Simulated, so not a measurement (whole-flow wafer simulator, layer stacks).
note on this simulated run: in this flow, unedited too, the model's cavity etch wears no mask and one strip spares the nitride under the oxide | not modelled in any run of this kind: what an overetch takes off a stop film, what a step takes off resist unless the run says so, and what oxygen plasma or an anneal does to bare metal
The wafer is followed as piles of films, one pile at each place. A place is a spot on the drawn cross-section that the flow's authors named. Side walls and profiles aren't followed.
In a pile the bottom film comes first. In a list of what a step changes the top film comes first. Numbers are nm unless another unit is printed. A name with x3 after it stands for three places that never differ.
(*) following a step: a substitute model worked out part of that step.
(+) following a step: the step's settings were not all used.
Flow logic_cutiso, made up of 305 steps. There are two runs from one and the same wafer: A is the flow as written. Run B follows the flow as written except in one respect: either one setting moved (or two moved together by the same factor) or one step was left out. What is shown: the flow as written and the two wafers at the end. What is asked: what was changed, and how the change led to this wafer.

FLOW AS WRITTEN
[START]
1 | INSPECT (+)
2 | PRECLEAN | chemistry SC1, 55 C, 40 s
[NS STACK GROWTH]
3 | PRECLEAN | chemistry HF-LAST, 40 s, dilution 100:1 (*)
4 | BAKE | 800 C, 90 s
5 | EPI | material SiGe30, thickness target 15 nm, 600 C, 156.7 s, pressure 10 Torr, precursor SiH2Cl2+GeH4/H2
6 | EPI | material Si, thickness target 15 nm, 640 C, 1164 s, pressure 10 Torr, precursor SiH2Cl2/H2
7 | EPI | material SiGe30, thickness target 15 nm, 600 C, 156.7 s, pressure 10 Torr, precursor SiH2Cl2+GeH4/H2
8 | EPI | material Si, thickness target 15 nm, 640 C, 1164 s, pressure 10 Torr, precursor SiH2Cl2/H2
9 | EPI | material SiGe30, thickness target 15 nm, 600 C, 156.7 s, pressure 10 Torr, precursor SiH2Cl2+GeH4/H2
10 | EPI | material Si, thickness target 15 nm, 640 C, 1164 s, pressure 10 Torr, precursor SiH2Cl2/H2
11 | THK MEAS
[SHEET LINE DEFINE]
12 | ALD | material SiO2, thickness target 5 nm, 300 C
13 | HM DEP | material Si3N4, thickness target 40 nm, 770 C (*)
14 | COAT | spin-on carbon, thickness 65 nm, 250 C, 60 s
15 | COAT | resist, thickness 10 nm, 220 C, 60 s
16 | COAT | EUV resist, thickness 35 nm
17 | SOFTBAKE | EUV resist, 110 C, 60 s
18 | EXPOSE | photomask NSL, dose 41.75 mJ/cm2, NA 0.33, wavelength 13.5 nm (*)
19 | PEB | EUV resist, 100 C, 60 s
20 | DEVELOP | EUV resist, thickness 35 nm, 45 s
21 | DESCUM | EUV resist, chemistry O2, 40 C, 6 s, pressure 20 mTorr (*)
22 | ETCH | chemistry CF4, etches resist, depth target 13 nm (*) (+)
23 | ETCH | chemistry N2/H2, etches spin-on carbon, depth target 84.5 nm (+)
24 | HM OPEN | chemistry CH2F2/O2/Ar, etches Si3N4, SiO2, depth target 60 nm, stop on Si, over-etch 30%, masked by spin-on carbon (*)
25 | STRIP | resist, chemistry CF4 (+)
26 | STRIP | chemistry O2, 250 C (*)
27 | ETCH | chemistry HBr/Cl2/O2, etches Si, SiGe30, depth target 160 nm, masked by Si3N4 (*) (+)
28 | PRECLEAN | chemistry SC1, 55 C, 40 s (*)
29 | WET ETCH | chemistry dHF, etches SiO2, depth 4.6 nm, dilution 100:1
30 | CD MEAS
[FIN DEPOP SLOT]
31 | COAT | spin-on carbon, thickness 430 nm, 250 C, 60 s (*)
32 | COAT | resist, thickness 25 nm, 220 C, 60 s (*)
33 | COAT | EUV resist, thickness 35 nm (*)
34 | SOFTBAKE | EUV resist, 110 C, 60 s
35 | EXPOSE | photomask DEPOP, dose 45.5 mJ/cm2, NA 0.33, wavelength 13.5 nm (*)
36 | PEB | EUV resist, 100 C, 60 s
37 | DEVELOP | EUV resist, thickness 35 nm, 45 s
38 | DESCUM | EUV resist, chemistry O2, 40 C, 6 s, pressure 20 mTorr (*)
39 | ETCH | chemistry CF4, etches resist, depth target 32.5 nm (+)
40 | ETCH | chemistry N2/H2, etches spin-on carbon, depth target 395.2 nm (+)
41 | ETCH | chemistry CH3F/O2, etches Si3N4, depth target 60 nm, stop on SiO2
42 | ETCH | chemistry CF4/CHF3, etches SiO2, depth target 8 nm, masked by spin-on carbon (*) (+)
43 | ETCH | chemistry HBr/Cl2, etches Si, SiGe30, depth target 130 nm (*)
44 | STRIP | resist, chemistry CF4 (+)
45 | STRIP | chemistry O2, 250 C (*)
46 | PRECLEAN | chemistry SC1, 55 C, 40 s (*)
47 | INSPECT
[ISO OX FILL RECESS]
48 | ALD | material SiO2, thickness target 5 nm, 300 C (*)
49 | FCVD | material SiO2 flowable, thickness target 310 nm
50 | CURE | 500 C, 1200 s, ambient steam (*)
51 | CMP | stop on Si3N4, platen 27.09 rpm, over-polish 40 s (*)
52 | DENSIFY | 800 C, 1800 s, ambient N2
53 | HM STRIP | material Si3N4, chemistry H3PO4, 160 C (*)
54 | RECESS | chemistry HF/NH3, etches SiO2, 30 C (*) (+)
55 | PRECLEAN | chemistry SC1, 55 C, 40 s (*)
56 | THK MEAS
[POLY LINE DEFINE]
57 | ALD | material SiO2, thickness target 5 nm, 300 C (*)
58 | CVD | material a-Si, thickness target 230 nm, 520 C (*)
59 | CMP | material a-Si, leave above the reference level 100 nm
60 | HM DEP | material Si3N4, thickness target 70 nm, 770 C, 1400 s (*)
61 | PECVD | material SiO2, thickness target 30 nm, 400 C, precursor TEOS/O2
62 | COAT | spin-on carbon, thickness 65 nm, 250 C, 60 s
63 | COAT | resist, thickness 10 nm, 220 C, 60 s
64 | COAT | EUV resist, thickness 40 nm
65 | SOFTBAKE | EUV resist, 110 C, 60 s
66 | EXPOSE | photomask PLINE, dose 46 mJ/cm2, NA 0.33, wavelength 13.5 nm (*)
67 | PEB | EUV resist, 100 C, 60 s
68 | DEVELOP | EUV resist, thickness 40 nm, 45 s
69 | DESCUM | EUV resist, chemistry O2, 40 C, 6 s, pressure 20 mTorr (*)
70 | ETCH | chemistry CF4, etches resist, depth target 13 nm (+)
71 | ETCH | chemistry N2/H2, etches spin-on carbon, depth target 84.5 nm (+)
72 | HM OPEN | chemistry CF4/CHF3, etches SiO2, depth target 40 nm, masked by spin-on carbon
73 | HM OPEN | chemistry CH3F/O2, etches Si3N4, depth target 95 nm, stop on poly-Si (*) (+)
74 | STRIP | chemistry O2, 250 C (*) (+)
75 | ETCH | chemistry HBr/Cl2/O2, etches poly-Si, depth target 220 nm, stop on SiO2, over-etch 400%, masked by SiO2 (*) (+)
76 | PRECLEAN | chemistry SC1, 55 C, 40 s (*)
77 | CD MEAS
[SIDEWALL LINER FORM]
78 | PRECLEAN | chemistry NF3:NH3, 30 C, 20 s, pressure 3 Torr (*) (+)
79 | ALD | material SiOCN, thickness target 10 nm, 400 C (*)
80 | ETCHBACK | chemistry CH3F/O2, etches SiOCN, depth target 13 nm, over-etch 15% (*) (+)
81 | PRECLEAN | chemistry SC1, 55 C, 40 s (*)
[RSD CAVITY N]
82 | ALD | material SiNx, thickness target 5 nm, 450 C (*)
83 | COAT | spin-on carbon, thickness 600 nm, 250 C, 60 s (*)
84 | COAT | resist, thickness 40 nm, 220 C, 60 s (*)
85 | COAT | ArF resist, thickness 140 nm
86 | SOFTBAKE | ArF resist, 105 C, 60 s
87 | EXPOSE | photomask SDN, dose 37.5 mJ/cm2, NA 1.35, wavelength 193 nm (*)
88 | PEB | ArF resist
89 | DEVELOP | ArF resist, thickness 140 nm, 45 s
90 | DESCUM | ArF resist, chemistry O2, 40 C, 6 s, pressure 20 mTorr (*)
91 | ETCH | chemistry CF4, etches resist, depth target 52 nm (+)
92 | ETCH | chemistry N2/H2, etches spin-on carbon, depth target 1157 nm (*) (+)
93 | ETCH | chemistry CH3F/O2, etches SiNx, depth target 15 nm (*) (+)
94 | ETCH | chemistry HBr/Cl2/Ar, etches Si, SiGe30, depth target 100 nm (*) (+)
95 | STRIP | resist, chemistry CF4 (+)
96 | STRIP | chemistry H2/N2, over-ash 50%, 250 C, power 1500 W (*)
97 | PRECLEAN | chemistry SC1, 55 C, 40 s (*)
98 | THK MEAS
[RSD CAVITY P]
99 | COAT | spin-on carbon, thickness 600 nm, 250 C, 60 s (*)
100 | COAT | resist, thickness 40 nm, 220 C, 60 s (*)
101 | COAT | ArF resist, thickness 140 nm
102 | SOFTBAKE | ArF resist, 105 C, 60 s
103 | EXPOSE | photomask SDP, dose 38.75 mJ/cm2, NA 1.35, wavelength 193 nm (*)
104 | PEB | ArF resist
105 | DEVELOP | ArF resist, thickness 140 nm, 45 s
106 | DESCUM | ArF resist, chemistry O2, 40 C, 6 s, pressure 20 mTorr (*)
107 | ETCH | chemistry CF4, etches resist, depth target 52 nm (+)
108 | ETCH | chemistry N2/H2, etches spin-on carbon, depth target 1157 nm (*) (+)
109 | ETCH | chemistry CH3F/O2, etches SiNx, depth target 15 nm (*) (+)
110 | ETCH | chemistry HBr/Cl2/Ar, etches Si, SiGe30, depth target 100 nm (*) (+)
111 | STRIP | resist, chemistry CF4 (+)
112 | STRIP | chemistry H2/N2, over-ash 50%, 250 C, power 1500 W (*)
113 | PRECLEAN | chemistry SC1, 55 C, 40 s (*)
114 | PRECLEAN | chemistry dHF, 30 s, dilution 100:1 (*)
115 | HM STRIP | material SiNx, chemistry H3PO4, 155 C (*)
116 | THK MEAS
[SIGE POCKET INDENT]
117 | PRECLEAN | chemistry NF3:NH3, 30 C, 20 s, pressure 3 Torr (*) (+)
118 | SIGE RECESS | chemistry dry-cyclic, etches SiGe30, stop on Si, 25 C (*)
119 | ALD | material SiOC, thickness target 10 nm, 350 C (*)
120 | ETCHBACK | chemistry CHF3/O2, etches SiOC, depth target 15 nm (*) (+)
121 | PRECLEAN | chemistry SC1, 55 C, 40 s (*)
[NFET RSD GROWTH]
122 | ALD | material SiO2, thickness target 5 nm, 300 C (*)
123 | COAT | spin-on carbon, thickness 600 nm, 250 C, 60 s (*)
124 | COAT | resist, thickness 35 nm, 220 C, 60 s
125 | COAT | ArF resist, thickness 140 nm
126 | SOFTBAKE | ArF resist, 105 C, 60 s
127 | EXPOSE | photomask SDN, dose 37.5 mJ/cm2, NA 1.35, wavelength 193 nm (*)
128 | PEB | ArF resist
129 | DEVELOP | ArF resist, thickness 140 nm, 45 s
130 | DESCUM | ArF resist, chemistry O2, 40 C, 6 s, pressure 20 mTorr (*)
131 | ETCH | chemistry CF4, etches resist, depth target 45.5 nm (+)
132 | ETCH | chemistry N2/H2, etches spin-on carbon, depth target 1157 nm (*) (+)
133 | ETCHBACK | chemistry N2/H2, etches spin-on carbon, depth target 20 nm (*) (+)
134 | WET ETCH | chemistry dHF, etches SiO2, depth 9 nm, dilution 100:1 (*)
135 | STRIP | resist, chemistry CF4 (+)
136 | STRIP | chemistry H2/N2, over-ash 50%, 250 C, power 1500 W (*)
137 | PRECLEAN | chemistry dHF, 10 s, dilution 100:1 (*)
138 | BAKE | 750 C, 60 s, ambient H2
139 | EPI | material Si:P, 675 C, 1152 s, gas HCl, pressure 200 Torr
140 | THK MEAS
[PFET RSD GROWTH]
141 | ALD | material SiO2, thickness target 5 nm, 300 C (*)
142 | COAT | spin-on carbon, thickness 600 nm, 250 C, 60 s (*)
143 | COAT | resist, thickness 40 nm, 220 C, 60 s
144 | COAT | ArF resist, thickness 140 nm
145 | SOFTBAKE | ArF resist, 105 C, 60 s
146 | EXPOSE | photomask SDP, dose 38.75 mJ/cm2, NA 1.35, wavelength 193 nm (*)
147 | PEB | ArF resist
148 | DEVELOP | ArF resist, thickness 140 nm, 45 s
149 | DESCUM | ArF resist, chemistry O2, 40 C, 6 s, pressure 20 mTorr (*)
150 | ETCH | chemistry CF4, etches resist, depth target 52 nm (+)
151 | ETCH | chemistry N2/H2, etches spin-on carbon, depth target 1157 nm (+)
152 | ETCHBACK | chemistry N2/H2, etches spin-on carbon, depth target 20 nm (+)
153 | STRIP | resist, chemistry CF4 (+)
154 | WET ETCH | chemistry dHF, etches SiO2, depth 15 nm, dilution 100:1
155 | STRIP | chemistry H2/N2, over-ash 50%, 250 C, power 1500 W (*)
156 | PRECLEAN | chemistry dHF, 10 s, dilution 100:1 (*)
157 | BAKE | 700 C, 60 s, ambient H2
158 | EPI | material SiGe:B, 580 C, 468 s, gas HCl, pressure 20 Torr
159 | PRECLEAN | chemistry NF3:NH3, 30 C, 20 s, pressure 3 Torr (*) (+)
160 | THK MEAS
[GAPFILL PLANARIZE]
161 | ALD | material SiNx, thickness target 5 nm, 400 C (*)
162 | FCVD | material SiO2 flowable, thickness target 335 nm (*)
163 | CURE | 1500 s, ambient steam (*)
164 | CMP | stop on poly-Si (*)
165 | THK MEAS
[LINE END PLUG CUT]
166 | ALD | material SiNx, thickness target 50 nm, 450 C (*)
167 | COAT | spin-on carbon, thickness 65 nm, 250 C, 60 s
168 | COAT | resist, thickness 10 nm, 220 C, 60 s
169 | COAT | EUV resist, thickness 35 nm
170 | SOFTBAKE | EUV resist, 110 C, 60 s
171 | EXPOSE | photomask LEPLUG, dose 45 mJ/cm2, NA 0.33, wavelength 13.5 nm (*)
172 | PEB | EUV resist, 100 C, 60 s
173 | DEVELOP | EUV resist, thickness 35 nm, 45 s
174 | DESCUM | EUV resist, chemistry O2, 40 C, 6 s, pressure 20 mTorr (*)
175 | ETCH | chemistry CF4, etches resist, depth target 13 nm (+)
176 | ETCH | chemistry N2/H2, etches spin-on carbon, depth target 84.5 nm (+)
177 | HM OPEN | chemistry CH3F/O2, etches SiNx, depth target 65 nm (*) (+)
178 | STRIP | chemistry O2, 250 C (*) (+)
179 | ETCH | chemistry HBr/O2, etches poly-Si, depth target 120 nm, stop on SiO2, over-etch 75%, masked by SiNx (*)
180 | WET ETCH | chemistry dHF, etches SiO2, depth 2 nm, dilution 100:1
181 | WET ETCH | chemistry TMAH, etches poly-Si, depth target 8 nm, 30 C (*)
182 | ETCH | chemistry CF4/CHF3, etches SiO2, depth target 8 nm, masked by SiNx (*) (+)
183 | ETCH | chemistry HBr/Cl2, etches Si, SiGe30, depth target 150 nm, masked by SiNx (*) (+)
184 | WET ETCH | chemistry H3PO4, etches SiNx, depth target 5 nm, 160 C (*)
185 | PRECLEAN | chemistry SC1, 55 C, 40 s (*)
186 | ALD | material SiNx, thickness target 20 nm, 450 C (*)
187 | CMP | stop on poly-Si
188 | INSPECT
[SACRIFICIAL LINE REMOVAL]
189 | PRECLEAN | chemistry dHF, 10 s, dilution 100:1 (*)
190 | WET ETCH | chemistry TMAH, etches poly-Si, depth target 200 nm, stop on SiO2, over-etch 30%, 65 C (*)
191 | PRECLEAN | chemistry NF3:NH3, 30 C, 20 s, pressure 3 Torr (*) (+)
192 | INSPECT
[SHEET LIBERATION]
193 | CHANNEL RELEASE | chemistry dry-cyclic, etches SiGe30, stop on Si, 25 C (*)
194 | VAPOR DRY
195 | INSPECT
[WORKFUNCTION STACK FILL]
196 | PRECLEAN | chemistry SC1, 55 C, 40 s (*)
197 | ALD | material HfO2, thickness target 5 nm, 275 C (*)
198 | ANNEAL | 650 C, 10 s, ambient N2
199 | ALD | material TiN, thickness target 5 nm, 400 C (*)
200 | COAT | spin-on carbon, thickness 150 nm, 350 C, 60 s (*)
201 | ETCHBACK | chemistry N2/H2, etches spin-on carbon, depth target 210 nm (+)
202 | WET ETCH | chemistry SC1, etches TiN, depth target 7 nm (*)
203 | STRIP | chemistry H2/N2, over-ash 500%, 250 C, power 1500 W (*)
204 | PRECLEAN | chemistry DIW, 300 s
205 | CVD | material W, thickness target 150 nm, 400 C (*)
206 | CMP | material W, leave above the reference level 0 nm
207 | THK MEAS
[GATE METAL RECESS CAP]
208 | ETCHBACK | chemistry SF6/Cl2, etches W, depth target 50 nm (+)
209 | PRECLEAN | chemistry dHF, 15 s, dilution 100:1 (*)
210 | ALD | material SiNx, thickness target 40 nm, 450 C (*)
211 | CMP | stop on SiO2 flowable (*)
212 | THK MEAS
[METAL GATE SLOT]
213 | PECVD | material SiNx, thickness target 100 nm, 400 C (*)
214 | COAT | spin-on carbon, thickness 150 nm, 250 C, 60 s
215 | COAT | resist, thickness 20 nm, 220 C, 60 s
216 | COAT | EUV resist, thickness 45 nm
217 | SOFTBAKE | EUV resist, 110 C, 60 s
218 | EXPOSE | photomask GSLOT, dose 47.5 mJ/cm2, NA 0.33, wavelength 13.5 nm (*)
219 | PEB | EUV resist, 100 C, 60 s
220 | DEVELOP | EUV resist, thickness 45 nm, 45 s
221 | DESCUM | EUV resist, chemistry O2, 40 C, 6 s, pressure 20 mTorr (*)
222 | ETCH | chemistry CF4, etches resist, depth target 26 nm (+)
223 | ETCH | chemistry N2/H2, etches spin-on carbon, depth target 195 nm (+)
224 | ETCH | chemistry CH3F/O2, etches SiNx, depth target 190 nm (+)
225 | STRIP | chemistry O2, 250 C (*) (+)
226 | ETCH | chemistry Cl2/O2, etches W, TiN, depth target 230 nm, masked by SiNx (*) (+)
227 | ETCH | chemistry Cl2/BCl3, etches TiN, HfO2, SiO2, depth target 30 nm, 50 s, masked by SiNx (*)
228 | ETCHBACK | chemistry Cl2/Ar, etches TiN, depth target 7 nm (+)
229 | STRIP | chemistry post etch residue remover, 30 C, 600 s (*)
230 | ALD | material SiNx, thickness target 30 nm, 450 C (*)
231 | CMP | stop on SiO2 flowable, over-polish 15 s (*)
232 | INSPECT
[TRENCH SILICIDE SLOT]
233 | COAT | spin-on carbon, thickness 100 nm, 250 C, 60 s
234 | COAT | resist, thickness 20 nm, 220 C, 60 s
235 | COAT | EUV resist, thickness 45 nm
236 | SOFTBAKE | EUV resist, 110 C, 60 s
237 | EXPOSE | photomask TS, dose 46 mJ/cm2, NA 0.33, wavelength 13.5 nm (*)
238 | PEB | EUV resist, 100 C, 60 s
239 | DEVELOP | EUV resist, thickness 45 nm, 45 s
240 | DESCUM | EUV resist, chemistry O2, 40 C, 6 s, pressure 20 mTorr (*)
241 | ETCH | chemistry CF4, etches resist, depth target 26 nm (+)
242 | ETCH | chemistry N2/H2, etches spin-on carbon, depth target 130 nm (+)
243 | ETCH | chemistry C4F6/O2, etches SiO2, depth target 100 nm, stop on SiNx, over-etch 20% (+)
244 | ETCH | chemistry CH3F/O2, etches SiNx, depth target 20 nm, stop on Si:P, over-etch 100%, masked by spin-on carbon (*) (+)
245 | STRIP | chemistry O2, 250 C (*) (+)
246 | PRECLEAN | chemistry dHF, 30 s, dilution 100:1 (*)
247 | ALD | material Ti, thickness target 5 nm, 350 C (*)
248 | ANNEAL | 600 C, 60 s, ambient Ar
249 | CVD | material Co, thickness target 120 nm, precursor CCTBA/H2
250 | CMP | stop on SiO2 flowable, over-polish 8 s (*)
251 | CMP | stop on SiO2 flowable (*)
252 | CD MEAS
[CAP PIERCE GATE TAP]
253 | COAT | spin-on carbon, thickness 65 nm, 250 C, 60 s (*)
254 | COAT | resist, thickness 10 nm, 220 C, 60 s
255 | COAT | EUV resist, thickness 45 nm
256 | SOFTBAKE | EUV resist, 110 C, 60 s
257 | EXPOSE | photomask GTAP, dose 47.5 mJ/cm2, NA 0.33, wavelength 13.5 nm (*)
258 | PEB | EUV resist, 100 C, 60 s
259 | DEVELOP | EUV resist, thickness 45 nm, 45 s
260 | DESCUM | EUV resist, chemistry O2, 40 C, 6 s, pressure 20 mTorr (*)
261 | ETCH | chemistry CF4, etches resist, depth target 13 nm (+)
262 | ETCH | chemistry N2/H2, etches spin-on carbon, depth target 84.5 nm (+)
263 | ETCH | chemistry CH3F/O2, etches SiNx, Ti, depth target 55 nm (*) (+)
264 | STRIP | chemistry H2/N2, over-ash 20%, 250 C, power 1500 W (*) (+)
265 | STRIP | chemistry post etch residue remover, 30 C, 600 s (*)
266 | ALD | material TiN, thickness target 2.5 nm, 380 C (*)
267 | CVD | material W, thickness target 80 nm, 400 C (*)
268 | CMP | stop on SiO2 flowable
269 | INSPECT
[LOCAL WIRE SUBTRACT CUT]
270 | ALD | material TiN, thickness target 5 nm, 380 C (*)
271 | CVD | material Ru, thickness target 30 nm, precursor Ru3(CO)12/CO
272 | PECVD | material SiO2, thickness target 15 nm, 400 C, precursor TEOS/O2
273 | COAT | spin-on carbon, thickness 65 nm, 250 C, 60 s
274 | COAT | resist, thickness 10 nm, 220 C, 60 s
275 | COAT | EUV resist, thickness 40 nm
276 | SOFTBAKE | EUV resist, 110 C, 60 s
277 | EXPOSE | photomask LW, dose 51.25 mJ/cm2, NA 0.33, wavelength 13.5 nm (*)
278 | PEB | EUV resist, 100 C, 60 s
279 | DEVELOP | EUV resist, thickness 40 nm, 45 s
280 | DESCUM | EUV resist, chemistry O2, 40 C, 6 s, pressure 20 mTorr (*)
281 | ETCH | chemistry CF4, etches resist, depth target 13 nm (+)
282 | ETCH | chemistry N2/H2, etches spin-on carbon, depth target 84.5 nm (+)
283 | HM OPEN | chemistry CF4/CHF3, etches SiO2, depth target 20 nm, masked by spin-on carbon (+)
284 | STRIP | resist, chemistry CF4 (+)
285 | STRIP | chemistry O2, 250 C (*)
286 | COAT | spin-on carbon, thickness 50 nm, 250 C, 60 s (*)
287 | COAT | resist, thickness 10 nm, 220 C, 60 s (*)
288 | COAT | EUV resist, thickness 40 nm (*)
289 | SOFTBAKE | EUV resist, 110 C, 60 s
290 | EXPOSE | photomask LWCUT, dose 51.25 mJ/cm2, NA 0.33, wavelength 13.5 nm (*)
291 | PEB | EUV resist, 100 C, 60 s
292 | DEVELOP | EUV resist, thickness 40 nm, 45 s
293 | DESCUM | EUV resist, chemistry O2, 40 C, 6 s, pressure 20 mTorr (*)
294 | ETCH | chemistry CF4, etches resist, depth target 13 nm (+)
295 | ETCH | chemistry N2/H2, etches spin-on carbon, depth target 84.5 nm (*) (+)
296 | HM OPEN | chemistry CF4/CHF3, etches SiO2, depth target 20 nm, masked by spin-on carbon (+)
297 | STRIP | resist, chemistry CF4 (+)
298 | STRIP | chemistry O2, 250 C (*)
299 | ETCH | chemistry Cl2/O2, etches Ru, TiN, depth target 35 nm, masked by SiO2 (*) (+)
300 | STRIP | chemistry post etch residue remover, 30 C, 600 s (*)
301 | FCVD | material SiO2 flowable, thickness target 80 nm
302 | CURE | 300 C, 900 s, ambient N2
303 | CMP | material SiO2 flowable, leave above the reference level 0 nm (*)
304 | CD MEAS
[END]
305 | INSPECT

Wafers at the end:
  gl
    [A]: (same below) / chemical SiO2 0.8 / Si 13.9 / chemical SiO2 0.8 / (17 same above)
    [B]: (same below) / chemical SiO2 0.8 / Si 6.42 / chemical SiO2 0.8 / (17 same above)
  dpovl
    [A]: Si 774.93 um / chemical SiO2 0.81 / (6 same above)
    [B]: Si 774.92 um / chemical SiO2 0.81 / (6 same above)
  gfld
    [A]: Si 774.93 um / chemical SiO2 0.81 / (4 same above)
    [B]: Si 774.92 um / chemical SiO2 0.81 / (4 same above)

The reason: step 6, EPI: 582.2 s was run, while the flow as written has 1164 s.

The path from the change to this, step by step:
  6 | EPI | material Si, thickness target 15 nm, 640 C, 1164 s, pressure 10 Torr, precursor SiH2Cl2/H2
      depop, dpovl, gfld and 19 more: A Si gains 15 (new film) | B Si gains 7.5 (new film)
  27 | ETCH | chemistry HBr/Cl2/O2, etches Si, SiGe30, depth target 160 nm, masked by Si3N4 (*) (+)
      gfld, gxf, iso, lnri: A chemical SiO2 loses 0.79 (all of it), Si loses 11.4 (all of it), SiGe30 loses 15 (all of it), Si loses 15 (all of it), SiGe30 loses 15 (all of it), Si loses 15 (all of it), SiGe30 loses 15 (all of it), Si loses 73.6 | B chemical SiO2 loses 0.79 (all of it), Si loses 11.4 (all of it), SiGe30 loses 15 (all of it), Si loses 15 (all of it), SiGe30 loses 15 (all of it), Si loses 7.5 (all of it), SiGe30 loses 15 (all of it), Si loses 81.1
      dpovl, nsgap: A chemical SiO2 loses 0.79 (all of it), Si loses 11.8 (all of it), SiGe30 loses 15 (all of it), Si loses 15 (all of it), SiGe30 loses 15 (all of it), Si loses 15 (all of it), SiGe30 loses 15 (all of it), Si loses 73.2 | B chemical SiO2 loses 0.79 (all of it), Si loses 11.8 (all of it), SiGe30 loses 15 (all of it), Si loses 15 (all of it), SiGe30 loses 15 (all of it), Si loses 7.5 (all of it), SiGe30 loses 15 (all of it), Si loses 80.7
      (and at 1 other place as well)
  43 | ETCH | chemistry HBr/Cl2, etches Si, SiGe30, depth target 130 nm (*)
      depop: A Si loses 14 (all of it), SiGe30 loses 15 (all of it), Si loses 15 (all of it), SiGe30 loses 15 (all of it), Si loses 15 (all of it), SiGe30 loses 15 (all of it), Si loses 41 | B Si loses 14 (all of it), SiGe30 loses 15 (all of it), Si loses 15 (all of it), SiGe30 loses 15 (all of it), Si loses 7.5 (all of it), SiGe30 loses 15 (all of it), Si loses 48.5
  94 | ETCH | chemistry HBr/Cl2/Ar, etches Si, SiGe30, depth target 100 nm (*) (+)
      rsdn, rsdx: A chemical SiO2 loses 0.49 (all of it), Si loses 12.8 (all of it), SiGe30 loses 15 (all of it), Si loses 15 (all of it), SiGe30 loses 15 (all of it), Si loses 15 (all of it), SiGe30 loses 15 (all of it), Si loses 12.2 | B chemical SiO2 loses 0.49 (all of it), Si loses 12.8 (all of it), SiGe30 loses 15 (all of it), Si loses 15 (all of it), SiGe30 loses 15 (all of it), Si loses 7.5 (all of it), SiGe30 loses 15 (all of it), Si loses 19.7
  110 | ETCH | chemistry HBr/Cl2/Ar, etches Si, SiGe30, depth target 100 nm (*) (+)
      rsdp, rsdw: A chemical SiO2 loses 0.49 (all of it), Si loses 12.8 (all of it), SiGe30 loses 15 (all of it), Si loses 15 (all of it), SiGe30 loses 15 (all of it), Si loses 15 (all of it), SiGe30 loses 15 (all of it), Si loses 12.2 | B chemical SiO2 loses 0.49 (all of it), Si loses 12.8 (all of it), SiGe30 loses 15 (all of it), Si loses 15 (all of it), SiGe30 loses 15 (all of it), Si loses 7.5 (all of it), SiGe30 loses 15 (all of it), Si loses 19.7
  183 | ETCH | chemistry HBr/Cl2, etches Si, SiGe30, depth target 150 nm, masked by SiNx (*) (+)
      plug: A Si loses 13.6 (all of it), SiGe30 loses 15 (all of it), Si loses 15 (all of it), SiGe30 loses 15 (all of it), Si loses 15 (all of it), SiGe30 loses 15 (all of it), Si loses 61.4 | B Si loses 13.6 (all of it), SiGe30 loses 15 (all of it), Si loses 15 (all of it), SiGe30 loses 15 (all of it), Si loses 7.5 (all of it), SiGe30 loses 15 (all of it), Si loses 68.9
